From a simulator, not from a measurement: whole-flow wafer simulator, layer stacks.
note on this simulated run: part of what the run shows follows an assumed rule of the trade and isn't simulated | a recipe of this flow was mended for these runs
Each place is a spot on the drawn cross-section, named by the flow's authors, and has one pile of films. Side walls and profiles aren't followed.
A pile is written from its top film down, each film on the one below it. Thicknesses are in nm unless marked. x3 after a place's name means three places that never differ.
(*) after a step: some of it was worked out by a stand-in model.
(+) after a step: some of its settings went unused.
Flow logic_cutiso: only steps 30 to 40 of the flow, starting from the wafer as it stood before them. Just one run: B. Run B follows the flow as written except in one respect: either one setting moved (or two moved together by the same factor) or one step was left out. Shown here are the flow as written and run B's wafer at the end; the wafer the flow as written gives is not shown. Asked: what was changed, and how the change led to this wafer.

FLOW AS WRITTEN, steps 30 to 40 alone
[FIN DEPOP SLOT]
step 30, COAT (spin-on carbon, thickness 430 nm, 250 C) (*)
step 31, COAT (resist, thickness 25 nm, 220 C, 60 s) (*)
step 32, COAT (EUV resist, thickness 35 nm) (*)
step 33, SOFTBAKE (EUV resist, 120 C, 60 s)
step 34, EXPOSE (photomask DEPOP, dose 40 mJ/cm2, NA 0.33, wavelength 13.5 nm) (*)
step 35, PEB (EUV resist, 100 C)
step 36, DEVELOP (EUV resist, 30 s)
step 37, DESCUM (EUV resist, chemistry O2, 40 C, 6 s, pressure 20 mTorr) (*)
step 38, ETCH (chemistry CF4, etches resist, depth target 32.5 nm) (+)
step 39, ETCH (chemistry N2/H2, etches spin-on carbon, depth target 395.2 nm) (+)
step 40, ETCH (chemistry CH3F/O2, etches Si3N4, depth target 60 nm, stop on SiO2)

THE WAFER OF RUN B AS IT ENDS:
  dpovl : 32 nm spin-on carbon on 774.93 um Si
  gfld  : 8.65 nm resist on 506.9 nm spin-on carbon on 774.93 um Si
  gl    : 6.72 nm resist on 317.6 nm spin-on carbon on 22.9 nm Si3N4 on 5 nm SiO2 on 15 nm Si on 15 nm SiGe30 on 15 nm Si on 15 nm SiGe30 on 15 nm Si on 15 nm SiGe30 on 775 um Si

Cause: step 30, COAT: thickness 368 nm was run, while the flow as written has thickness 430 nm.

How this came from the change, step by step:
  step 30, COAT (spin-on carbon, thickness 430 nm, 250 C) (*)
      depop, ns: +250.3 spin-on carbon (new film) (it would be, as written: +312.3 spin-on carbon (new film))
      dpovl, nsgap: +441.6 spin-on carbon (new film) (it would be, as written: +503.6 spin-on carbon (new film))
      (as well as at 18 more places)
  step 31, COAT (resist, thickness 25 nm, 220 C, 60 s) (*)
      gfld, lnri: +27 resist (new film) (it would be, as written: +26.3 resist (new film))
      gxf: +26.5 resist (new film) (it would be, as written: +25.9 resist (new film))
      (as well as at 2 more places)
  step 39, ETCH (chemistry N2/H2, etches spin-on carbon, depth target 395.2 nm) (+)
      depop: -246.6 spin-on carbon (all of it), -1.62 Si3N4 (it would be, as written: -308.6 spin-on carbon (all of it), -0.94 Si3N4)
  step 40, ETCH (chemistry CH3F/O2, etches Si3N4, depth target 60 nm, stop on SiO2)
      depop: -21.3 Si3N4 (all of it), -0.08 SiO2 (it would be, as written: -22 Si3N4 (all of it), -0.08 SiO2)
